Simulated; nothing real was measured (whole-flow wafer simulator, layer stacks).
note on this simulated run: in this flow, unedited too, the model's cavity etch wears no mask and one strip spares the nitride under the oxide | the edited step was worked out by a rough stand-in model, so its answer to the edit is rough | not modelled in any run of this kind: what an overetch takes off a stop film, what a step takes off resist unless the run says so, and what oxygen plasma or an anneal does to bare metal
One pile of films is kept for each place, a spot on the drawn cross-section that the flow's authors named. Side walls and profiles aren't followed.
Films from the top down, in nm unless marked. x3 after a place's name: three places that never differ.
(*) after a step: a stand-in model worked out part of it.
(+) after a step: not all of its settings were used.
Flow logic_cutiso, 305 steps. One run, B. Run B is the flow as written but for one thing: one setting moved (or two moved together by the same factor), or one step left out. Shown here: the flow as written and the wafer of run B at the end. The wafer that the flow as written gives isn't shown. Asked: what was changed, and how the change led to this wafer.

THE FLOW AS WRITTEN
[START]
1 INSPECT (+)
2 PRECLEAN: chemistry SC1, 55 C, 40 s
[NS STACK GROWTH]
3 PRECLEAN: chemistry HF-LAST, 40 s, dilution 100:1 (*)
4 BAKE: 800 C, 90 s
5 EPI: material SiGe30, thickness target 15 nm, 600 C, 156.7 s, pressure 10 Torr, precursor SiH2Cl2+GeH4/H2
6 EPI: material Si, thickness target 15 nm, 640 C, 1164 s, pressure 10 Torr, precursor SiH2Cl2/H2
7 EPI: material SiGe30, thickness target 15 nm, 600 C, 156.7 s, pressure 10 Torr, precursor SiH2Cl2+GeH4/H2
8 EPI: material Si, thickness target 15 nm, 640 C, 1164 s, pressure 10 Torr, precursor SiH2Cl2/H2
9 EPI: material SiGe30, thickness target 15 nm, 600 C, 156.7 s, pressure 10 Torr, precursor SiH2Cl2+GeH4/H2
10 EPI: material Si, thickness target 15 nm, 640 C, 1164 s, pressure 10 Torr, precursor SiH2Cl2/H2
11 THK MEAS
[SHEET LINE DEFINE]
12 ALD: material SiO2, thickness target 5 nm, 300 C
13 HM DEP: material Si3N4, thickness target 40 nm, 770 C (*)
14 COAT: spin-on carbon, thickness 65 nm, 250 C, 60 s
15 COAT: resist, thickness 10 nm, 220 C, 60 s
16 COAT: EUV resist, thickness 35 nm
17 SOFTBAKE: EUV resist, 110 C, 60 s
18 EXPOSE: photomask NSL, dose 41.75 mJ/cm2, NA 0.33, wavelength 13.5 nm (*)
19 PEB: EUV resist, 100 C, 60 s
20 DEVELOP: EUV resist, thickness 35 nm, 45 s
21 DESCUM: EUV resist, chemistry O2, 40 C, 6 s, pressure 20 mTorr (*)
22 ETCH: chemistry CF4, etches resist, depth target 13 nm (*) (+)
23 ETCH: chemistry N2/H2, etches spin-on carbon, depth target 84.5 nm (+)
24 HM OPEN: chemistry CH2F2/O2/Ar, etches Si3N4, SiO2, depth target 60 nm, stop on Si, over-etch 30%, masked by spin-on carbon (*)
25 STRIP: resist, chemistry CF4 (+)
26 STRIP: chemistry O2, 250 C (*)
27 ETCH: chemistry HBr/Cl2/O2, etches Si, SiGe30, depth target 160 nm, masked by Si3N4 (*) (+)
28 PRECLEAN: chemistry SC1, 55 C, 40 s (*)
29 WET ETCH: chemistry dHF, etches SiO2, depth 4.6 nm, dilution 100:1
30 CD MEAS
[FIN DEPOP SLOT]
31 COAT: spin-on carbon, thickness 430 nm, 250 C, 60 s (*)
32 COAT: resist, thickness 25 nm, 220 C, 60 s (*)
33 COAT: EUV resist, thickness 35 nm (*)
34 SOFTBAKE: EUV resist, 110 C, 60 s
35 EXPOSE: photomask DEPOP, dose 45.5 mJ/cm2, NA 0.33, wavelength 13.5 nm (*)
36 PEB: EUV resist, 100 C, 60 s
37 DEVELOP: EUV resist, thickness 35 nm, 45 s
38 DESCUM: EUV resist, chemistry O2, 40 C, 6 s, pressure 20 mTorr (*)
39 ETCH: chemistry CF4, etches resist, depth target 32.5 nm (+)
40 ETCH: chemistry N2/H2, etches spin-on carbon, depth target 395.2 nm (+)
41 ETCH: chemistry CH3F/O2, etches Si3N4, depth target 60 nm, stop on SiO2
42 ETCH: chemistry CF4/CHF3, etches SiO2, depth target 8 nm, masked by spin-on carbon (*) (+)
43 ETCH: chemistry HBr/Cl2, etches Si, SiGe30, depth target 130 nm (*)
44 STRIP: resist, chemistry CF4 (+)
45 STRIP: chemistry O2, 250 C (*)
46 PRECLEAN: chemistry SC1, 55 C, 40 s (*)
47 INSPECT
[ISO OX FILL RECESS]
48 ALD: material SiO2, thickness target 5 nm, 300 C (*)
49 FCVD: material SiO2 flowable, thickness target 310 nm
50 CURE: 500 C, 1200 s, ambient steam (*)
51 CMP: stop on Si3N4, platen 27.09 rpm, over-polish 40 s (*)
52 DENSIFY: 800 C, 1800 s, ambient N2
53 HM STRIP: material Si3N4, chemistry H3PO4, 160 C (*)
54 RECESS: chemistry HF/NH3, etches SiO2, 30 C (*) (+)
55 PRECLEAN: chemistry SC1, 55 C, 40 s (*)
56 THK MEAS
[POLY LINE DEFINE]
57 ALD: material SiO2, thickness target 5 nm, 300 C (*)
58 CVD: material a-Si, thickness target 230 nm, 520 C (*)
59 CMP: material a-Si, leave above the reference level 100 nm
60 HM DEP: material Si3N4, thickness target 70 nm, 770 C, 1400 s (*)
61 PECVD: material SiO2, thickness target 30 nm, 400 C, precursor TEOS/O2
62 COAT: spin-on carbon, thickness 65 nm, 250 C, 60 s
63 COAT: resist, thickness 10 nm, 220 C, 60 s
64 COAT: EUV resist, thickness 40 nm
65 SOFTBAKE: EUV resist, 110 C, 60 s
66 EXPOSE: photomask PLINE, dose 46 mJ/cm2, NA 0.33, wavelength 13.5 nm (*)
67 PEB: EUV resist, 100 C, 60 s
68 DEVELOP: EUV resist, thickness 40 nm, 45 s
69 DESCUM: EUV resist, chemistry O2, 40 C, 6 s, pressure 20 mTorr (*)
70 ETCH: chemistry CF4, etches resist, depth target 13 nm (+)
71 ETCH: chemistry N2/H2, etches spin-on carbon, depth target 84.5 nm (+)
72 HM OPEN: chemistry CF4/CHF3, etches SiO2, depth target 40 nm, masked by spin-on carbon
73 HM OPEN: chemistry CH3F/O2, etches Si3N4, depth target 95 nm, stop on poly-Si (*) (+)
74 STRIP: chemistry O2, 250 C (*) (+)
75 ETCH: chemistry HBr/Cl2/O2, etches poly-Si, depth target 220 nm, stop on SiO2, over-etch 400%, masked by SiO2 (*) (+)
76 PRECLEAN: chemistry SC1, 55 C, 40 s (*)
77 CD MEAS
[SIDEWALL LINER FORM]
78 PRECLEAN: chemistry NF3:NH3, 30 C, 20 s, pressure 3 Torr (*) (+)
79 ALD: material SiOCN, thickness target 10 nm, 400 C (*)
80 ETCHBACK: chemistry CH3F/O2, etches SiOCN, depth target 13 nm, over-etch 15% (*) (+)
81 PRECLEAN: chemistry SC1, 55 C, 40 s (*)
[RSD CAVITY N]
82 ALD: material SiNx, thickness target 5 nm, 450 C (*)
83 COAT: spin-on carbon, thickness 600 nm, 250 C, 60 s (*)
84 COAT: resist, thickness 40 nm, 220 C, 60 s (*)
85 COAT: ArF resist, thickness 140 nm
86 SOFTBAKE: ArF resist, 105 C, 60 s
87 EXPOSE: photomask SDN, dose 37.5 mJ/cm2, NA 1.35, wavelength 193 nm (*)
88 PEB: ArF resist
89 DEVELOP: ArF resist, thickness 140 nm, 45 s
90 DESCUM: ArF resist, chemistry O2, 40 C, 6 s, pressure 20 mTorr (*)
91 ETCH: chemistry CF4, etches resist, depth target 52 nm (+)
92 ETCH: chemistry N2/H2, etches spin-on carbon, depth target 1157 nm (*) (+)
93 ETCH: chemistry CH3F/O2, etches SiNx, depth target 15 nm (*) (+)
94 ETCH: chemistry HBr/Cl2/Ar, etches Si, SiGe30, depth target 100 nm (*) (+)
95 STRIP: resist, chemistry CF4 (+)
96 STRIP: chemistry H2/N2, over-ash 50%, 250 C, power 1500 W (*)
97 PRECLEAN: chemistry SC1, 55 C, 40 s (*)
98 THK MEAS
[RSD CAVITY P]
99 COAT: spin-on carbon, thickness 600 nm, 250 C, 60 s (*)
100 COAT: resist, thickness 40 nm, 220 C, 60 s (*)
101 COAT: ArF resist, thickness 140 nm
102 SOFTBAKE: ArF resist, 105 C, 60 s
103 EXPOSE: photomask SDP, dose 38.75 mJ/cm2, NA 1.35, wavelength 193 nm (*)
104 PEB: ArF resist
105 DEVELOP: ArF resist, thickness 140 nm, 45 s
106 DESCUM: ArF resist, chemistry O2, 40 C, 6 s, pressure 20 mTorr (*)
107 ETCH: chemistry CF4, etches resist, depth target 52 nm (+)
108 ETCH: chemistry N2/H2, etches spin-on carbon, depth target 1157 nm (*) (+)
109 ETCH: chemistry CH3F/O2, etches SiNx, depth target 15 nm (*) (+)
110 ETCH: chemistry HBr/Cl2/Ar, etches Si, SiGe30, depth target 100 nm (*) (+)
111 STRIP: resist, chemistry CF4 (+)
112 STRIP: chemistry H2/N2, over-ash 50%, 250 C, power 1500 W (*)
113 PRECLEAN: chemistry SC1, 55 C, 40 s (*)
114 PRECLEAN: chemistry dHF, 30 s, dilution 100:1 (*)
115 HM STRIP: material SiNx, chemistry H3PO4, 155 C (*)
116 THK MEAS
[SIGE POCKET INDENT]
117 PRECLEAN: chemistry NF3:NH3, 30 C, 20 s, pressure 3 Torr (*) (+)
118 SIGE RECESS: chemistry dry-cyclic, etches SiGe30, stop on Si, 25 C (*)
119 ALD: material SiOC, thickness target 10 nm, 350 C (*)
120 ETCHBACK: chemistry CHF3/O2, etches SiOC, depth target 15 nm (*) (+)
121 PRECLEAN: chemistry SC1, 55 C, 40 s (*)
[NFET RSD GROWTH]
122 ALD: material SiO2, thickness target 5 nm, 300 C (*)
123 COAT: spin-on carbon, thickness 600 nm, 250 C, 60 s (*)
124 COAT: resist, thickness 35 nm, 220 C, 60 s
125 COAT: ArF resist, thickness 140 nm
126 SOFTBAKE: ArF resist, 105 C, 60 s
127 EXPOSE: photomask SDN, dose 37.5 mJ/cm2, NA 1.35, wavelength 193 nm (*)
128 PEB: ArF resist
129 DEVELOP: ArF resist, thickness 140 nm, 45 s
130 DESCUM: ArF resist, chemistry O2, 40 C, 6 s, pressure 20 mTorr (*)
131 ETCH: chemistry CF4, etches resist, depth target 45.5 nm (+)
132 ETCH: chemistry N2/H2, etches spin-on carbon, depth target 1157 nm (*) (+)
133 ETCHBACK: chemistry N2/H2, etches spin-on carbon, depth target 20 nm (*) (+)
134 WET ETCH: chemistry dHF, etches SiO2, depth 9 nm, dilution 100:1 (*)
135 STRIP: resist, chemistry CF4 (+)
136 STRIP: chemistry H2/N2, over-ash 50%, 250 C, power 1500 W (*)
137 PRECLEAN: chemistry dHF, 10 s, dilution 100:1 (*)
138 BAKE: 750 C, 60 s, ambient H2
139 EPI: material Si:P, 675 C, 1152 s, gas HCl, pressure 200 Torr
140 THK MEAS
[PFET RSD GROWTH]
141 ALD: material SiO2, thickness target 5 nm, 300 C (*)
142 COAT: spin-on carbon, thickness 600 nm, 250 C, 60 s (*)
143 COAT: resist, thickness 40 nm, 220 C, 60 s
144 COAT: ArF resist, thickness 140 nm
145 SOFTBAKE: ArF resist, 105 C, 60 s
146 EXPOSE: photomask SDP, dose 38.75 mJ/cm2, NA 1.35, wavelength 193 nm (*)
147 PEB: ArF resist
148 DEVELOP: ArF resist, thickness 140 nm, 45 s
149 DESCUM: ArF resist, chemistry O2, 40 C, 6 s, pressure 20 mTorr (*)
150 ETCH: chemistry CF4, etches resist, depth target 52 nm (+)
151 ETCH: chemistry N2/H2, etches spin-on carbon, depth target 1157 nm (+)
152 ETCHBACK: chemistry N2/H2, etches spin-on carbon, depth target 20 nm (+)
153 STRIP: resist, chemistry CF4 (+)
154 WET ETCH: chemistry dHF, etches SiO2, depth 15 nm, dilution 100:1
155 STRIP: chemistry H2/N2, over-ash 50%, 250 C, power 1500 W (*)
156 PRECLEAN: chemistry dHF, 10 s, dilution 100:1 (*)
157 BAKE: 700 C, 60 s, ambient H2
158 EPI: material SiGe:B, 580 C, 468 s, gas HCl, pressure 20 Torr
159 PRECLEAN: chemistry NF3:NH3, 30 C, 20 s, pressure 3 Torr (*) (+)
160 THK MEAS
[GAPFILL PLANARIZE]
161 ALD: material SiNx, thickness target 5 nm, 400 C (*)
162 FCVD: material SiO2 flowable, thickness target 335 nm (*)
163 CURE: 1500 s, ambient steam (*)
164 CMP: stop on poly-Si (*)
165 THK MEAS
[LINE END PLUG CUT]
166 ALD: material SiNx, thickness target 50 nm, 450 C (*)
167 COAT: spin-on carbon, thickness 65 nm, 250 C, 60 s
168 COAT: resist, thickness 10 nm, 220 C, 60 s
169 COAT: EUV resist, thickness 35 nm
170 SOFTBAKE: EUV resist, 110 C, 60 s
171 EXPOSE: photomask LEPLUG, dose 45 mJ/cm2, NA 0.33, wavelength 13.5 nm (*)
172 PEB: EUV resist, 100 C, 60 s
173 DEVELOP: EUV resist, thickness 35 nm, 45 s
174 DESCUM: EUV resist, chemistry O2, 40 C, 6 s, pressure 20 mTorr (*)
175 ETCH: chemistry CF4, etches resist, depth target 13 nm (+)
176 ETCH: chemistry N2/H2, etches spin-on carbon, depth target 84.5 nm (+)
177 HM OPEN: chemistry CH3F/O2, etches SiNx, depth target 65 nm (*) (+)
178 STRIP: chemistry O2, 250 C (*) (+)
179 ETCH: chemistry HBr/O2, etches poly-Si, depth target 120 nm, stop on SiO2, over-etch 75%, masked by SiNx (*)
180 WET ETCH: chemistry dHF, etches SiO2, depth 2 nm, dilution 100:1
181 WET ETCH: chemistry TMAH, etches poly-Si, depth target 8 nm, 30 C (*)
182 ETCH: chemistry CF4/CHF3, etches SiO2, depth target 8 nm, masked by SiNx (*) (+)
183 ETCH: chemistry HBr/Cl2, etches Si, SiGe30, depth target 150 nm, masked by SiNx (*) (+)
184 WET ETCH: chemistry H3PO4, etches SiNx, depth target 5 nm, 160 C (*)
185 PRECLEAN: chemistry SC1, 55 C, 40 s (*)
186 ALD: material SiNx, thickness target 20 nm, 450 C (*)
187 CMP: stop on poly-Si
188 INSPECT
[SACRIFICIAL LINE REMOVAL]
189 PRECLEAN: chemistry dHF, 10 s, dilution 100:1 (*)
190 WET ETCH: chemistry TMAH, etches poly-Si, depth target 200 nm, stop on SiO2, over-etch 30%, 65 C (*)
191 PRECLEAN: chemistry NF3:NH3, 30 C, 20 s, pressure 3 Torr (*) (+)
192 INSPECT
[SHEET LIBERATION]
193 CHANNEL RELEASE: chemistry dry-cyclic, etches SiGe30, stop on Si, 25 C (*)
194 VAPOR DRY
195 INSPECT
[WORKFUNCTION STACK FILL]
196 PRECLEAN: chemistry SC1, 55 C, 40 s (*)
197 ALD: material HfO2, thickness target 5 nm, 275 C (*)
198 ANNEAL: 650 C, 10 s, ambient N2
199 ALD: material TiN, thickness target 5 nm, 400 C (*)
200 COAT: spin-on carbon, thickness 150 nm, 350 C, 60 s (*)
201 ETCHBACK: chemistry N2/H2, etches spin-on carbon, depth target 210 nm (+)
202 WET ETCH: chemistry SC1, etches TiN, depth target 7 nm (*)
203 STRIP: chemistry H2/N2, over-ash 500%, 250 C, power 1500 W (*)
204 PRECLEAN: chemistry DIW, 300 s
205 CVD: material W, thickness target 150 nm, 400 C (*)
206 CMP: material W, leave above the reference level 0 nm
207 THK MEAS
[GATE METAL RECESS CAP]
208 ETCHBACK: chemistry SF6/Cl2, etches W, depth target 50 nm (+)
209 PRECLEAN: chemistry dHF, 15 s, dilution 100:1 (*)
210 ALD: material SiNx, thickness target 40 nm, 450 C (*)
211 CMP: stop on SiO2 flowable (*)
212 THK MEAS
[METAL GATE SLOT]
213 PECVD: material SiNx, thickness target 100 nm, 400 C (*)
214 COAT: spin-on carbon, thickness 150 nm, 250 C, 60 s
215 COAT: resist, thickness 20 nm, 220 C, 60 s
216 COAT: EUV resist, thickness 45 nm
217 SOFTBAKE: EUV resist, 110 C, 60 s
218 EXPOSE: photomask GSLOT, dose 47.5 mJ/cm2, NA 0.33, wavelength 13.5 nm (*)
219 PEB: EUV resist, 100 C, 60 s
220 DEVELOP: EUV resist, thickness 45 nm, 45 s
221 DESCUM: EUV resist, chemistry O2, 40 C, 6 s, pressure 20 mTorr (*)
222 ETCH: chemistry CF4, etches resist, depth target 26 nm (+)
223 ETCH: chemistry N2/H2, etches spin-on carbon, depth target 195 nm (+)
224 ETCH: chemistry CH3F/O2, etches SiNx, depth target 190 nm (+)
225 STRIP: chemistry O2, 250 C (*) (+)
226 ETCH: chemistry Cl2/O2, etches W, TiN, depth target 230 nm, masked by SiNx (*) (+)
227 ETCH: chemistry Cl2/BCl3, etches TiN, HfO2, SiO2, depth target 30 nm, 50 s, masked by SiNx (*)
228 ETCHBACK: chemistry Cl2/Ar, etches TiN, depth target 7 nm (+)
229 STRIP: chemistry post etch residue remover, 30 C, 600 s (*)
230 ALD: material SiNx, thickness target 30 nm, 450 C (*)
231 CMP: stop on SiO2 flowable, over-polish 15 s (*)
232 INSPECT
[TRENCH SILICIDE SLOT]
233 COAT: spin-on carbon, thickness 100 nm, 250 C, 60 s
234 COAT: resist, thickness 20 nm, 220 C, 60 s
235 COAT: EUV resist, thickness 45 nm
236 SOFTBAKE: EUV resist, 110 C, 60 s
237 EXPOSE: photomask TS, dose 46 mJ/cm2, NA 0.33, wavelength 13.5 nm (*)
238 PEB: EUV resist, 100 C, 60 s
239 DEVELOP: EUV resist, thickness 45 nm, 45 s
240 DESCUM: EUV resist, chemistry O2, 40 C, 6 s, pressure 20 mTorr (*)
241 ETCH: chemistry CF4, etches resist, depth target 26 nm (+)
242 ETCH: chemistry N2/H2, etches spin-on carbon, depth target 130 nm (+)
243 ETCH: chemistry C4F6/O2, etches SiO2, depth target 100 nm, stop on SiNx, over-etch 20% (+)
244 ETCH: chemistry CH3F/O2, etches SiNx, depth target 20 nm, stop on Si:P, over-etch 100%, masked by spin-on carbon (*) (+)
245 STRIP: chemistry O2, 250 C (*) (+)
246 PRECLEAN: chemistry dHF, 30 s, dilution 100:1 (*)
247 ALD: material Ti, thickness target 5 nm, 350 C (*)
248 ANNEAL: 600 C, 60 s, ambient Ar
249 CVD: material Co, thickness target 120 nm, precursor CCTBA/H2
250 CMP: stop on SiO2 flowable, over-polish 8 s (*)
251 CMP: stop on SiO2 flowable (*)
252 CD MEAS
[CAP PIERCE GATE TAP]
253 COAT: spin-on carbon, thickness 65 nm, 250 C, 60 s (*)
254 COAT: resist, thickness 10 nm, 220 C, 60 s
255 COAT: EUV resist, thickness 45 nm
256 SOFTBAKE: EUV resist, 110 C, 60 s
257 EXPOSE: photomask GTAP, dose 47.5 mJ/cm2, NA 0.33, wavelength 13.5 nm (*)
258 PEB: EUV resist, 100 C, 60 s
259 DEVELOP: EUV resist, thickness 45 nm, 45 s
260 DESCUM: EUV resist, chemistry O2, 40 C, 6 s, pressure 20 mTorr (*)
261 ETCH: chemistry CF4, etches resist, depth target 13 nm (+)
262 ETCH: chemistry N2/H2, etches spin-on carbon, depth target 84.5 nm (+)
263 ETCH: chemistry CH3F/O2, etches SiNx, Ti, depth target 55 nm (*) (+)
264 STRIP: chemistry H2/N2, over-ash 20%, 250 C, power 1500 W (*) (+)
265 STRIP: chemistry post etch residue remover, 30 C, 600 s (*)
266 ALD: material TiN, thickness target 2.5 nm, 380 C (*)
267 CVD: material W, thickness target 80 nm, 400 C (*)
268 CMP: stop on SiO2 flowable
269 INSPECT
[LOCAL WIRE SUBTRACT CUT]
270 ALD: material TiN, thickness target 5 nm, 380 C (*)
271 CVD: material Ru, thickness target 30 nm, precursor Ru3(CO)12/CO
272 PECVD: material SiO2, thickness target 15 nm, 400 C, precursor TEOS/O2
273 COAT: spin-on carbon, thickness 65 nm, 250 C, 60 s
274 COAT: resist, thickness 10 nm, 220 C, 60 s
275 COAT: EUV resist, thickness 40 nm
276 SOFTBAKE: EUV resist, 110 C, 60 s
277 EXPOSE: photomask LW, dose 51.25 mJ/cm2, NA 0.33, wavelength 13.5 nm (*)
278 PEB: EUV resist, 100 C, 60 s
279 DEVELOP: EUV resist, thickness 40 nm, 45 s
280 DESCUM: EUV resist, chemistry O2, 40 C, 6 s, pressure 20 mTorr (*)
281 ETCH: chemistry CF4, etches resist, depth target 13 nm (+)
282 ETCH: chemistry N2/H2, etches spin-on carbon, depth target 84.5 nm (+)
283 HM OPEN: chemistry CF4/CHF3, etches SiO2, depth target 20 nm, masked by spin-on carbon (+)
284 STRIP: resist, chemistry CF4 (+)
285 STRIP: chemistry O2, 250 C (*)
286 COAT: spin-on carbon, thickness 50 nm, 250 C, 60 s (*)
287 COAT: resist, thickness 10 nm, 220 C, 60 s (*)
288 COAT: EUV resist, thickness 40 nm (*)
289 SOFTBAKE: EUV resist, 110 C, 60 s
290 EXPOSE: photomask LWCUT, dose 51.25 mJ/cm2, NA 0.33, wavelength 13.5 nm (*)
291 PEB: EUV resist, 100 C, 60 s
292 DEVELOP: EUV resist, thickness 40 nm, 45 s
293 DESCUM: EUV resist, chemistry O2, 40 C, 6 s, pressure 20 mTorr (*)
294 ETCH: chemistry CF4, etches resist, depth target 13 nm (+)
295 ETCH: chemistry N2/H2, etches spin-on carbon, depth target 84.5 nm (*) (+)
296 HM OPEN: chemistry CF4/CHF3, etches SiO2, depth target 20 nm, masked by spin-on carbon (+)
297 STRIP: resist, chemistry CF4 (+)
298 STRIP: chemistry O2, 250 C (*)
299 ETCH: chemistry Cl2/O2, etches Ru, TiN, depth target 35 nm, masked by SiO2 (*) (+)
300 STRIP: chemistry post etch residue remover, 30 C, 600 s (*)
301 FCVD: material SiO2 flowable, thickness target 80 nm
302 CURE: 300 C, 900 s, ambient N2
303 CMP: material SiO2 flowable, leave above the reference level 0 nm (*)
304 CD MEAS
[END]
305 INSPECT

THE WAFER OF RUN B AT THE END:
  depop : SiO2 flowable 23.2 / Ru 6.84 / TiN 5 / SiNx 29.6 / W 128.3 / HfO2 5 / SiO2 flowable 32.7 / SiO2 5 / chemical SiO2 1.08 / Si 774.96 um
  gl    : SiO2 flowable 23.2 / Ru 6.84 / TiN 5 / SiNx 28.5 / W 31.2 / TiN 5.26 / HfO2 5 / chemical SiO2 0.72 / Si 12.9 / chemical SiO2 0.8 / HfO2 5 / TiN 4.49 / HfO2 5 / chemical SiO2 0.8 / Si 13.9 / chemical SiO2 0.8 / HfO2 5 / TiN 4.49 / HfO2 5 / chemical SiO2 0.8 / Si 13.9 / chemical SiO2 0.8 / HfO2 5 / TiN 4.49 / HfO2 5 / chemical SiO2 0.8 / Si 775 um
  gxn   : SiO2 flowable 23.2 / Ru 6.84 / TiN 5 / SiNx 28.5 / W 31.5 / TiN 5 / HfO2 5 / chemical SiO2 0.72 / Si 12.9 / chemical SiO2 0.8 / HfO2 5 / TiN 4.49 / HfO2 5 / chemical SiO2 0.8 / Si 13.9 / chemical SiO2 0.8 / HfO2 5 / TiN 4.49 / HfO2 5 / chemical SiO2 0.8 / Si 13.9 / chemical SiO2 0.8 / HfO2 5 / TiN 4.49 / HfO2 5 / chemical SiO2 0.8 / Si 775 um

The cause: step 299, ETCH: depth target 22.8 nm was run, where the flow has depth target 35 nm.

How the change led to this, step by step:
  299 ETCH: chemistry Cl2/O2, etches Ru, TiN, depth target 35 nm, masked by SiO2 (*) (+)
      depop, dpovl, gfld and 15 more: Ru -22.8 (as written it would be: Ru -29.6 (all of it), TiN -5 (all of it))
  301 FCVD: material SiO2 flowable, thickness target 80 nm
      iso, rsdx: SiO2 flowable +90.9 (new film) (as written it would be: SiO2 flowable +94.2)
      gfld, gl, glp, gxf, gxn, gxp, plug: SiO2 flowable +90.9 (new film) (as written it would be: SiO2 flowable +94.4 (new film))
      (and at 8 more places)
  303 CMP: material SiO2 flowable, leave above the reference level 0 nm (*)
      gfld, gl, glp and 10 more: SiO2 flowable -67.7 (as written it would be: SiO2 flowable -59.2)
      depop, dpovl, isow, ns, nsgap: SiO2 flowable -56.8 (as written it would be: SiO2 flowable -44.7)
      (and at 4 more places)
Counting metal films that touch as one body, depop has 2 bodies (between them, from the top down: SiNx 29.6); the flow as written gives 1 body.
Counting metal films that touch as one body, gl has 5 bodies (between them, from the top down: SiNx 28.5; HfO2 5 / chemical SiO2 0.72 / Si 12.9 / chemical SiO2 0.8 / HfO2 5; HfO2 5 / chemical SiO2 0.8 / Si 13.9 / chemical SiO2 0.8 / HfO2 5; HfO2 5 / chemical SiO2 0.8 / Si 13.9 / chemical SiO2 0.8 / HfO2 5); the flow as written gives 4 bodies (between them, from the top down: HfO2 5 / chemical SiO2 0.72 / Si 12.9 / chemical SiO2 0.8 / HfO2 5; HfO2 5 / chemical SiO2 0.8 / Si 13.9 / chemical SiO2 0.8 / HfO2 5; HfO2 5 / chemical SiO2 0.8 / Si 13.9 / chemical SiO2 0.8 / HfO2 5).
Counting metal films that touch as one body, gxn has 5 bodies (between them, from the top down: SiNx 28.5; HfO2 5 / chemical SiO2 0.72 / Si 12.9 / chemical SiO2 0.8 / HfO2 5; HfO2 5 / chemical SiO2 0.8 / Si 13.9 / chemical SiO2 0.8 / HfO2 5; HfO2 5 / chemical SiO2 0.8 / Si 13.9 / chemical SiO2 0.8 / HfO2 5); the flow as written gives 4 bodies (between them, from the top down: HfO2 5 / chemical SiO2 0.72 / Si 12.9 / chemical SiO2 0.8 / HfO2 5; HfO2 5 / chemical SiO2 0.8 / Si 13.9 / chemical SiO2 0.8 / HfO2 5; HfO2 5 / chemical SiO2 0.8 / Si 13.9 / chemical SiO2 0.8 / HfO2 5).
